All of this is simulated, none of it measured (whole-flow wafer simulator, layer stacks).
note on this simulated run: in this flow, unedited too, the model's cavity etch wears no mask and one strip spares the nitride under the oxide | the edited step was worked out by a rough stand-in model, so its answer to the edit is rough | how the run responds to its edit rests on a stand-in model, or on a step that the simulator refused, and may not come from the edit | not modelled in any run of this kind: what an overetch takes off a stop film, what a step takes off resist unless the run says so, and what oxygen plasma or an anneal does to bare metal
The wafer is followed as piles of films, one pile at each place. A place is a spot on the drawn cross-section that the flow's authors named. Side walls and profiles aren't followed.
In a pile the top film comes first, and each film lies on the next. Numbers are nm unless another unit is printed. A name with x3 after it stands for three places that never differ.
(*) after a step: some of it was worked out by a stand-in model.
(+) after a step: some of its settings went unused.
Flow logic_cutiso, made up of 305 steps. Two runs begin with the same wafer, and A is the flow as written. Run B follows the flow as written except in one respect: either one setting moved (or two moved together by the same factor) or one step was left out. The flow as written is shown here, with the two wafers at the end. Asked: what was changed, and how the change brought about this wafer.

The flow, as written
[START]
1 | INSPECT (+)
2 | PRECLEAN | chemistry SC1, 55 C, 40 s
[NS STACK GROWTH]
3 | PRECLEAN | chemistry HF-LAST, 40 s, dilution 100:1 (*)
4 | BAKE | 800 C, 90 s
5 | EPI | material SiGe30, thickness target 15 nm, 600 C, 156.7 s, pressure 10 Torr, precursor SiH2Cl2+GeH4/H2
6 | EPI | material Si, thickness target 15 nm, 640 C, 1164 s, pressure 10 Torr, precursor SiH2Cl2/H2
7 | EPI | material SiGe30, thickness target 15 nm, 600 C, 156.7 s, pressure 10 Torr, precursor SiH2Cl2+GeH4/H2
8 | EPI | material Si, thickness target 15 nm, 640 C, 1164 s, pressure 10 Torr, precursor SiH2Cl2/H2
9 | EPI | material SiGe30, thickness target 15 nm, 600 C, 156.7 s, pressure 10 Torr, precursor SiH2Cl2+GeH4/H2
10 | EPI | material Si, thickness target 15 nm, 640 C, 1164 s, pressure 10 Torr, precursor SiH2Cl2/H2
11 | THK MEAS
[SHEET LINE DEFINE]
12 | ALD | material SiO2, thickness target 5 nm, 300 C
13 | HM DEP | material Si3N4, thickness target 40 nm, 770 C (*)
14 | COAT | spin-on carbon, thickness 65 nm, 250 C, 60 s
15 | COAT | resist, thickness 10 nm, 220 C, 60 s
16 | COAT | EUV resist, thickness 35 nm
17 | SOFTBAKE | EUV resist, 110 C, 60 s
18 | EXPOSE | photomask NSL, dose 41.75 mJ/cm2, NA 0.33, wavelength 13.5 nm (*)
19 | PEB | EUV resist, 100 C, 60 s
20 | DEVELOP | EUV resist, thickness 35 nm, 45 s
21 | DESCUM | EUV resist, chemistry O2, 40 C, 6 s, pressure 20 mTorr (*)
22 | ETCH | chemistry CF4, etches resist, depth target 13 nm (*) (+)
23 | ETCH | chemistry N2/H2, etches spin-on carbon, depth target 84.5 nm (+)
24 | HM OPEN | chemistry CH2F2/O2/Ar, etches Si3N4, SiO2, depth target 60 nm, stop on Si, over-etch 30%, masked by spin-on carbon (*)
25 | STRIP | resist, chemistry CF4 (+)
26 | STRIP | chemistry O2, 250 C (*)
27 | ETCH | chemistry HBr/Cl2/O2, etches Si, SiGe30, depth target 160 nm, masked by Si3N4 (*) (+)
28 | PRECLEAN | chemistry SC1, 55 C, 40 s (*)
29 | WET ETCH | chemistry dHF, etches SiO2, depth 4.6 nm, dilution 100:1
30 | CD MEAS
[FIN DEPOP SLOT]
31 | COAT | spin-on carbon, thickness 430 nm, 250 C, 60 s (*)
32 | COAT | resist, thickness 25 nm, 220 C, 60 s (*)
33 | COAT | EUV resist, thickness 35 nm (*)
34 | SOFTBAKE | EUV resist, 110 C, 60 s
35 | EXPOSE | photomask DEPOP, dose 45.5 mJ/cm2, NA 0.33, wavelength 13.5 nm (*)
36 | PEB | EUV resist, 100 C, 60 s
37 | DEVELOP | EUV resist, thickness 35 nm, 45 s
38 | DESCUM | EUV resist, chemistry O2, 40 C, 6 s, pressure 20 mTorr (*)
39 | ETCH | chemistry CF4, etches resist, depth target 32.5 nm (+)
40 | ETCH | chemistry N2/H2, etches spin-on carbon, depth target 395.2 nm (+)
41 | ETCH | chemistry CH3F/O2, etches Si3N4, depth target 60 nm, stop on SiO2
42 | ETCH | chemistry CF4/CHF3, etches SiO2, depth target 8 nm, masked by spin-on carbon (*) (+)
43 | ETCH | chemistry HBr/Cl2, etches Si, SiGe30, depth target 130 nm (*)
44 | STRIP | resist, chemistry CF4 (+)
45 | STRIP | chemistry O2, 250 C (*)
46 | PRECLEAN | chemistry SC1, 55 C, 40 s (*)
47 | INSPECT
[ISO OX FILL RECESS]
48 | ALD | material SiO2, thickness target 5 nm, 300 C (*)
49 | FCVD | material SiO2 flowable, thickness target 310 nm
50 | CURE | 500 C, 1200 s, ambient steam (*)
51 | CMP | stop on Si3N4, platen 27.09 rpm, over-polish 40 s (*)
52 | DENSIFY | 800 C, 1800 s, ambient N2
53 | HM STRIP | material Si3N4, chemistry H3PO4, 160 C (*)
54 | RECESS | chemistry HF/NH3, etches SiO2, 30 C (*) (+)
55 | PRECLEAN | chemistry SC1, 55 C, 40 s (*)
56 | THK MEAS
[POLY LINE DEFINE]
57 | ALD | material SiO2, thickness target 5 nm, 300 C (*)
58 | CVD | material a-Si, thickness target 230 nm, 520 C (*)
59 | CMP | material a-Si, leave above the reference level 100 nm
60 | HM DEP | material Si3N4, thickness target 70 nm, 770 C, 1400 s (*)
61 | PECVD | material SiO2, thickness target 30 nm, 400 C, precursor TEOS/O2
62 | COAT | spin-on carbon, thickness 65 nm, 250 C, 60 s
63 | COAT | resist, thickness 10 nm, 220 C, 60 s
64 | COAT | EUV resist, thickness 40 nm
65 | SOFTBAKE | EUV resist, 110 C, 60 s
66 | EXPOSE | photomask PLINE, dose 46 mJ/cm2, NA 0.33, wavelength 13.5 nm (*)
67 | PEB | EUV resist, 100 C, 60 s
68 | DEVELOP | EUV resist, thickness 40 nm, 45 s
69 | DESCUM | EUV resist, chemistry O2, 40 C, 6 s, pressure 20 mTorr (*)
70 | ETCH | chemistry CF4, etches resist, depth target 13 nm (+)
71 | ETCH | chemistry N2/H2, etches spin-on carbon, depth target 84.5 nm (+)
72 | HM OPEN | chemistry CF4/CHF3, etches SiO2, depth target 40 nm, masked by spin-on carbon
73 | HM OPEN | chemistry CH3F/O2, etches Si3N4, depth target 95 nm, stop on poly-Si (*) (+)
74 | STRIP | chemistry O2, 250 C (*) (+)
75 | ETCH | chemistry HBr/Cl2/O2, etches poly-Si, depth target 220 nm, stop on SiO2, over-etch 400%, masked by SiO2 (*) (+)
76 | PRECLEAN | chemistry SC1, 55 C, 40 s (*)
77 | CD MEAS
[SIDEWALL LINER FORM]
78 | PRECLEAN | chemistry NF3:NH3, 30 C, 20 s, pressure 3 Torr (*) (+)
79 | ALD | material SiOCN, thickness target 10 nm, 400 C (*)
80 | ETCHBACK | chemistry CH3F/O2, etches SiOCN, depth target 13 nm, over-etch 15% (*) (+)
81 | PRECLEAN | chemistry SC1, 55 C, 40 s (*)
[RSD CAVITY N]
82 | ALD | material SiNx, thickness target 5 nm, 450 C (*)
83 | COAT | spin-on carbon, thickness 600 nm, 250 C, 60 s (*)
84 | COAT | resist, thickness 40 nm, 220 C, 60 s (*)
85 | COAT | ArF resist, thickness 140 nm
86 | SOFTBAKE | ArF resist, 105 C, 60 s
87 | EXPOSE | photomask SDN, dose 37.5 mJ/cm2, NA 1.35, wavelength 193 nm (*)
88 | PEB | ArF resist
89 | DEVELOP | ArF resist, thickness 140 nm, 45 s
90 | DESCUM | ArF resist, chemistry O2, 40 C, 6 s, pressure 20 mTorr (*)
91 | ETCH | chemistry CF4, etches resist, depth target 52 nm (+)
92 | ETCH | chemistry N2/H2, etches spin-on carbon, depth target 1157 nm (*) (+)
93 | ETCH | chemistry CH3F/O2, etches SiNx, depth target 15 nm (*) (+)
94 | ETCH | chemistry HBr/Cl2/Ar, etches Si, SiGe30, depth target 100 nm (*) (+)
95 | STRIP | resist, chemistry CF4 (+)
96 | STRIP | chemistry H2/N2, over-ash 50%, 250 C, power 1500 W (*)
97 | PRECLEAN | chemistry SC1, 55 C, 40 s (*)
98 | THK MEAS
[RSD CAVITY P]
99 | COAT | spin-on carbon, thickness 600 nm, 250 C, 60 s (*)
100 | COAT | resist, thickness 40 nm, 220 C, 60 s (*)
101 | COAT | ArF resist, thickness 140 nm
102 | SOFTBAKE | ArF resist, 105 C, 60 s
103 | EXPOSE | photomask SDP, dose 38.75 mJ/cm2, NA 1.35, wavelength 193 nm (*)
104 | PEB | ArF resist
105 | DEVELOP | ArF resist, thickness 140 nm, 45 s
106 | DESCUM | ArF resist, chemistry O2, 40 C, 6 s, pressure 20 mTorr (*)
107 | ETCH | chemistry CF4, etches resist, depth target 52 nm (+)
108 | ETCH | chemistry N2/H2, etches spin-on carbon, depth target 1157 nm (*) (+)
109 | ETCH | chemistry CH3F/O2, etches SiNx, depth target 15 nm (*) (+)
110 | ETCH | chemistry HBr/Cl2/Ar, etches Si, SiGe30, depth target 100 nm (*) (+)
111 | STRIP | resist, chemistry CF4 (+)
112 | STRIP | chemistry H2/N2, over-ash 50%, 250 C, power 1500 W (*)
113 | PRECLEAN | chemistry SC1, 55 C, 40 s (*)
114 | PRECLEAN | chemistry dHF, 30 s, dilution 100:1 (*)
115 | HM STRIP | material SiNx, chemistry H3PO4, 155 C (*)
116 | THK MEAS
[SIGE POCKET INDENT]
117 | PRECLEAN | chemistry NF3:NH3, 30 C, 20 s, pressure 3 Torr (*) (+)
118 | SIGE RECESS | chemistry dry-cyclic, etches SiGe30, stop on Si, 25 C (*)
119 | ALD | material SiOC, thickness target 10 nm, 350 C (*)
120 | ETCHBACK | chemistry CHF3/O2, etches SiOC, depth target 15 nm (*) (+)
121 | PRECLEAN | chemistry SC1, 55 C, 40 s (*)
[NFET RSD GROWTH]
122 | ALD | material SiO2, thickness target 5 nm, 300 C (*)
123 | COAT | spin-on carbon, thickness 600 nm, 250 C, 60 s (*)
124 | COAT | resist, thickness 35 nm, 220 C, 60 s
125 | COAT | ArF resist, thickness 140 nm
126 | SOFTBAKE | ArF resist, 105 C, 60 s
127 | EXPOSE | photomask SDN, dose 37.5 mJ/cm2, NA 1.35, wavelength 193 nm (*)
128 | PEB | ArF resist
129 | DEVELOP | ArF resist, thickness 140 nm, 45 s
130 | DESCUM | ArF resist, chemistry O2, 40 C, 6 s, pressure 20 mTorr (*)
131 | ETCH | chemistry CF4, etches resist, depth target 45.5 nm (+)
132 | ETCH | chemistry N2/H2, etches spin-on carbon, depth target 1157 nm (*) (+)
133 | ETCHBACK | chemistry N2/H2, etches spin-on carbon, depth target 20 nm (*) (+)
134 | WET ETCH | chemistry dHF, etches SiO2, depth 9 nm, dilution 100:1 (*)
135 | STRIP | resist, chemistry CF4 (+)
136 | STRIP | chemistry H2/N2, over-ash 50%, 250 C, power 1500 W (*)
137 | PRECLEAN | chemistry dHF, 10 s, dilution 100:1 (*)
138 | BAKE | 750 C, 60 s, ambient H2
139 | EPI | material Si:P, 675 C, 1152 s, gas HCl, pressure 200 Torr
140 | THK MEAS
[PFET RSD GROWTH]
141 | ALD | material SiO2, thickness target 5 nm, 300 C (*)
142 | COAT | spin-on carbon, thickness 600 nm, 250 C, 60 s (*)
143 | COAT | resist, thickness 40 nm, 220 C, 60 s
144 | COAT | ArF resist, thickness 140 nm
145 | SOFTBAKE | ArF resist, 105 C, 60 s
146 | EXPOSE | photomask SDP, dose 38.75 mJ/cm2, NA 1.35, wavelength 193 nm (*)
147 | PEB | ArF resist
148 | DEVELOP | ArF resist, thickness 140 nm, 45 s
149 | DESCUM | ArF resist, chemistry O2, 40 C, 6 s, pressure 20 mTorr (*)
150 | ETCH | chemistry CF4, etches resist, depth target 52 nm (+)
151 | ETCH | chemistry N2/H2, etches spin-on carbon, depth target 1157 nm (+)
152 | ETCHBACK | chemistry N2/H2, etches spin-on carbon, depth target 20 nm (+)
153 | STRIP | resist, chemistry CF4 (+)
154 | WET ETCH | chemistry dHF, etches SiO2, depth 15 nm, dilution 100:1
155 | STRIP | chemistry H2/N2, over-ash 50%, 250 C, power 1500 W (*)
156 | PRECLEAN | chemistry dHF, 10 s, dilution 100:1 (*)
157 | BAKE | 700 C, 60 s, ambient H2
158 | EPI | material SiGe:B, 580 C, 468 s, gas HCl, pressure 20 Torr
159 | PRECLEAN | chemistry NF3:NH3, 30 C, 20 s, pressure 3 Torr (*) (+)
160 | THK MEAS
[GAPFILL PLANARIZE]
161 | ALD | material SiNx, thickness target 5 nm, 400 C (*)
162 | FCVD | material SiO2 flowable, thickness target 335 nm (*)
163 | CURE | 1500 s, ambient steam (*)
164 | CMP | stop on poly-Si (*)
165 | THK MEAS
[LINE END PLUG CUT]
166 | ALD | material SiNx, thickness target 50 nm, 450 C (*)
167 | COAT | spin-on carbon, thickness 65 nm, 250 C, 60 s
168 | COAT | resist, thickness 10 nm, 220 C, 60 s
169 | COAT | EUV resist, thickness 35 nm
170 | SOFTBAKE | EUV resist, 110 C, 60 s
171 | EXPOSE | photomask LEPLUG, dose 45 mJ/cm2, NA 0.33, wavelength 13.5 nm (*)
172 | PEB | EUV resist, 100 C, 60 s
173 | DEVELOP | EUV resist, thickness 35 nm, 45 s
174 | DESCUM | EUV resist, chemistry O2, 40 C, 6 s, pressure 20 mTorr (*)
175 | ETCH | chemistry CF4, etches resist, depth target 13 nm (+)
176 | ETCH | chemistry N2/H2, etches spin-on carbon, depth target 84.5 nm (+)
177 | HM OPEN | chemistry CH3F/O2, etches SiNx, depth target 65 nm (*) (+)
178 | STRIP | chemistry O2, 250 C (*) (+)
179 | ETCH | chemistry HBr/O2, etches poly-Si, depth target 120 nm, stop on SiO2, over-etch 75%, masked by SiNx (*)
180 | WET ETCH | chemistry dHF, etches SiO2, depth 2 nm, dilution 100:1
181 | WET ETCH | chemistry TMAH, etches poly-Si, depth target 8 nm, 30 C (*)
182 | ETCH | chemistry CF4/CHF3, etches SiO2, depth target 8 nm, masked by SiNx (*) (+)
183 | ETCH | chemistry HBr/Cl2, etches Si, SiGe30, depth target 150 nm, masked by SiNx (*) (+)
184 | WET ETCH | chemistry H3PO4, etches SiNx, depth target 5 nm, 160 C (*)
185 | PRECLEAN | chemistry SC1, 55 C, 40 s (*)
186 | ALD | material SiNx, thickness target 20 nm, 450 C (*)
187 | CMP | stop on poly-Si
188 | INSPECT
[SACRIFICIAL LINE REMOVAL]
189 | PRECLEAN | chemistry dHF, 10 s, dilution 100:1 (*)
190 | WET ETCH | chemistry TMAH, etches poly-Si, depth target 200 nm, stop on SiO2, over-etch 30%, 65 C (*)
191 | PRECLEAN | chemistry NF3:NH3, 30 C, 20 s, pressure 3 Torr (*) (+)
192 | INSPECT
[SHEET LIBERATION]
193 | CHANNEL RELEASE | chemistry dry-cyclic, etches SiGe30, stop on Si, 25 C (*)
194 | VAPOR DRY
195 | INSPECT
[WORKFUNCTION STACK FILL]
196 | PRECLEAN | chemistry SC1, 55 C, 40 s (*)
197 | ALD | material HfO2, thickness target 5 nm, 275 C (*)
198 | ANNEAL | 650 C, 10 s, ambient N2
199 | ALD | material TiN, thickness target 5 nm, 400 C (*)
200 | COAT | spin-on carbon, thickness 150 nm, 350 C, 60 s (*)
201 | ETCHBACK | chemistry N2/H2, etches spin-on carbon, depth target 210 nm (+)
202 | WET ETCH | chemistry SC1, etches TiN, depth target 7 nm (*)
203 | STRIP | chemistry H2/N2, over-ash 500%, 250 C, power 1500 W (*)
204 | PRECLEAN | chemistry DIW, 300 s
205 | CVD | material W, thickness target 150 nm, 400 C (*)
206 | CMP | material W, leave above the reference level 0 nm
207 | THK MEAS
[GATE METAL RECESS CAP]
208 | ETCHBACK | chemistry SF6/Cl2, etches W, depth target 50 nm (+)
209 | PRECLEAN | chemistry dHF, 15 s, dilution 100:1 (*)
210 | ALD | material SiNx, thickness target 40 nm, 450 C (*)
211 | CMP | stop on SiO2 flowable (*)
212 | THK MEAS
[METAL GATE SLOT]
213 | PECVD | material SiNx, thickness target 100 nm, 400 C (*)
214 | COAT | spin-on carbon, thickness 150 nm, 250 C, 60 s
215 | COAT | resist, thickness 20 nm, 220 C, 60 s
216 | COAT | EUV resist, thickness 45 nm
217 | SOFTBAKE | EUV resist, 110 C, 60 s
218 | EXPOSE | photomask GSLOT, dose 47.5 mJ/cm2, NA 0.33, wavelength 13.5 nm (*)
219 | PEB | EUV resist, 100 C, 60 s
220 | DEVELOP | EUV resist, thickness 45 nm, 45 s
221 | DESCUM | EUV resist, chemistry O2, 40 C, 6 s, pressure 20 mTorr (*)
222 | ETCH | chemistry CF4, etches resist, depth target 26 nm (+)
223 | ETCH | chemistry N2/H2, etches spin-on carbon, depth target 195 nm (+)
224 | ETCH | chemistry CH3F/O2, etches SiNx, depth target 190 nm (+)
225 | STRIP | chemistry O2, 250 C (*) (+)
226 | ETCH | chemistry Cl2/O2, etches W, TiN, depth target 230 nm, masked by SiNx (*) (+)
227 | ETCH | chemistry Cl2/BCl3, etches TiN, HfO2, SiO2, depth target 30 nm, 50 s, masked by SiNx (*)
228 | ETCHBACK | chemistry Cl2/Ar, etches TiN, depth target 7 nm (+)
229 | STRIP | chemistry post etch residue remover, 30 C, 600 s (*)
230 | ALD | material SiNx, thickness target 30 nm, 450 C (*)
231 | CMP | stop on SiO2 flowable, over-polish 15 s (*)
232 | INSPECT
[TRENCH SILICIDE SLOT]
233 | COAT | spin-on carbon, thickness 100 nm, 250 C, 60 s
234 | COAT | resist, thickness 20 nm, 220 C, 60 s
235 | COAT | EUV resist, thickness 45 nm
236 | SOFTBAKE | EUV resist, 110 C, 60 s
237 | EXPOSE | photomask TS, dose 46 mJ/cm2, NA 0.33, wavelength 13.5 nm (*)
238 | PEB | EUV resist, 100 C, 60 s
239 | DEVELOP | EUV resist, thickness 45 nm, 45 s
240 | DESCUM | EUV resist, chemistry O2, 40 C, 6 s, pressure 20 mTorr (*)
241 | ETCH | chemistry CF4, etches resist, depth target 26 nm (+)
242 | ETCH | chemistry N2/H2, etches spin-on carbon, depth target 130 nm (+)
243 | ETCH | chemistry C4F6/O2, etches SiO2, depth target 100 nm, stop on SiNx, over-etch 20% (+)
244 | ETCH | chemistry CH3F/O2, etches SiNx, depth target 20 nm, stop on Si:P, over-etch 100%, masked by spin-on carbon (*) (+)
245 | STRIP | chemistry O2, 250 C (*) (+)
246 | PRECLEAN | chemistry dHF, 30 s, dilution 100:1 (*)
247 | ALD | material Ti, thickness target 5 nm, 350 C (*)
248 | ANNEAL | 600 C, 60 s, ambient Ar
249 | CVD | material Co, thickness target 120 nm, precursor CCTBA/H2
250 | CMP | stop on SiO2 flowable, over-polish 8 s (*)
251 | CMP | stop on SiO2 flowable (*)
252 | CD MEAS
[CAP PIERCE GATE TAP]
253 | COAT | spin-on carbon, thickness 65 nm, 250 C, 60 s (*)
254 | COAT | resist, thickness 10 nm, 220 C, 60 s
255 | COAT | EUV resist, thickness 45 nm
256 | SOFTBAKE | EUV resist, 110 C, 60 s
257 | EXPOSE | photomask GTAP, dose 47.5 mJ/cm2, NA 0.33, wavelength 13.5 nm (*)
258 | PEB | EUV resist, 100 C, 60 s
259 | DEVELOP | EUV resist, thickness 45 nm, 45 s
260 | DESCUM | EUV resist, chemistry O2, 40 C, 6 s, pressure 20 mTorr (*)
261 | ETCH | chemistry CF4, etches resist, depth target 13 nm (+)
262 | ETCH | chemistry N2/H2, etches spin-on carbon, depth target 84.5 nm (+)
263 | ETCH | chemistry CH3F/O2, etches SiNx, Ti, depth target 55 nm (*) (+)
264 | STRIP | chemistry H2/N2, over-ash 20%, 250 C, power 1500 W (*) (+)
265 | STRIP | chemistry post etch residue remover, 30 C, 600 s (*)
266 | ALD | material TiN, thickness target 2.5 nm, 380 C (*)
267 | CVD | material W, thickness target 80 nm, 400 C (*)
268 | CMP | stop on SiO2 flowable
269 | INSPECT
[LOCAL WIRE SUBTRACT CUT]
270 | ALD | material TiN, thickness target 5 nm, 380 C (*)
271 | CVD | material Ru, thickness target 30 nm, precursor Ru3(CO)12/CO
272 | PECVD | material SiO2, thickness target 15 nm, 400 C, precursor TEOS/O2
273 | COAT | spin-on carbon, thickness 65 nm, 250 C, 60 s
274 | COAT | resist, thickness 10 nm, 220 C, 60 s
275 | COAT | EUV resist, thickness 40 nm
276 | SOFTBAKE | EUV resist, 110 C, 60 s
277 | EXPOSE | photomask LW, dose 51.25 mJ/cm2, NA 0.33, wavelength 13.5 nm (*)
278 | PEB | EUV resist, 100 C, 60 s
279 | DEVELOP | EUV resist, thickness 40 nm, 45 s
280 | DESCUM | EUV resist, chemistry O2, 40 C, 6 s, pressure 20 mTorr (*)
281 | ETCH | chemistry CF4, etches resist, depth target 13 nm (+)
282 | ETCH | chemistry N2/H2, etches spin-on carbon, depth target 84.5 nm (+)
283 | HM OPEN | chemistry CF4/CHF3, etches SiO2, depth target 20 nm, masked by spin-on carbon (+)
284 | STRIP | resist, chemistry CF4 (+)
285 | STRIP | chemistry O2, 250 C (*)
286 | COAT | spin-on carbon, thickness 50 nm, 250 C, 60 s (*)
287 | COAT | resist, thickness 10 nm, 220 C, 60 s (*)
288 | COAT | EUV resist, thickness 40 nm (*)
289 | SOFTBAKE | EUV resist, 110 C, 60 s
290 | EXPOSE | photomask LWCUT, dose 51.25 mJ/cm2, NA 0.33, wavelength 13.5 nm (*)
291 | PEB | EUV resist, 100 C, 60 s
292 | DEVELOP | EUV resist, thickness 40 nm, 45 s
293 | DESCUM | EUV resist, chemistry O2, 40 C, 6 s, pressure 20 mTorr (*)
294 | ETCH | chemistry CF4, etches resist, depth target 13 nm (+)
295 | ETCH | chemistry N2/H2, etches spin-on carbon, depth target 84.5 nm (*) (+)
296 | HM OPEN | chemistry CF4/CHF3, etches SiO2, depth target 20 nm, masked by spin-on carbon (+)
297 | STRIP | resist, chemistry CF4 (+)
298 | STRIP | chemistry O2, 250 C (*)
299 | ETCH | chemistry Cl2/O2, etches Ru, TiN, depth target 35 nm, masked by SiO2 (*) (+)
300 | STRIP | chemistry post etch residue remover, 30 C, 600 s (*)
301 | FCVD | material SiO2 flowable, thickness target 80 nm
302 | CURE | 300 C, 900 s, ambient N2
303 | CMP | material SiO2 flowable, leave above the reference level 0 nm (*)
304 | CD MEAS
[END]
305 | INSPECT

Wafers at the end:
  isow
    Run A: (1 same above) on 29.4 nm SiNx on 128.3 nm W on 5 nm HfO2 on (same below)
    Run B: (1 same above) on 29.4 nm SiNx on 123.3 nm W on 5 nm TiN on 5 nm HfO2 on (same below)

Cause: step 200, COAT: thickness 165 nm was run, whereas the flow has thickness 150 nm.

Step by step, how the change led to this:
  200 | COAT | spin-on carbon, thickness 150 nm, 350 C, 60 s (*)
      gl, glp, gxn, gxp: A spin-on carbon gains 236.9 (new film) | B spin-on carbon gains 251.9 (new film)
      lnr, lnrp: A spin-on carbon gains 133.9 (new film) | B spin-on carbon gains 148.9 (new film)
      (as well as at 16 more places)
  201 | ETCHBACK | chemistry N2/H2, etches spin-on carbon, depth target 210 nm (+)
      isow: A spin-on carbon loses 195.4 (all of it) | B spin-on carbon loses 210
      lnr, lnrp: A spin-on carbon loses 133.9 (all of it) | B spin-on carbon loses 148.9 (all of it)
      (as well as at 12 more places)
  202 | WET ETCH | chemistry SC1, etches TiN, depth target 7 nm (*)
      isow: A TiN loses 5 (all of it) | B spin-on carbon loses 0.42 (all of it)
  203 | STRIP | chemistry H2/N2, over-ash 500%, 250 C, power 1500 W (*)
      gl, glp: A spin-on carbon loses 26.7 (all of it) | B spin-on carbon loses 41.7 (all of it)
      gxn, gxp: A spin-on carbon loses 26.8 (all of it) | B spin-on carbon loses 41.8 (all of it)
      (as well as at 3 more places)
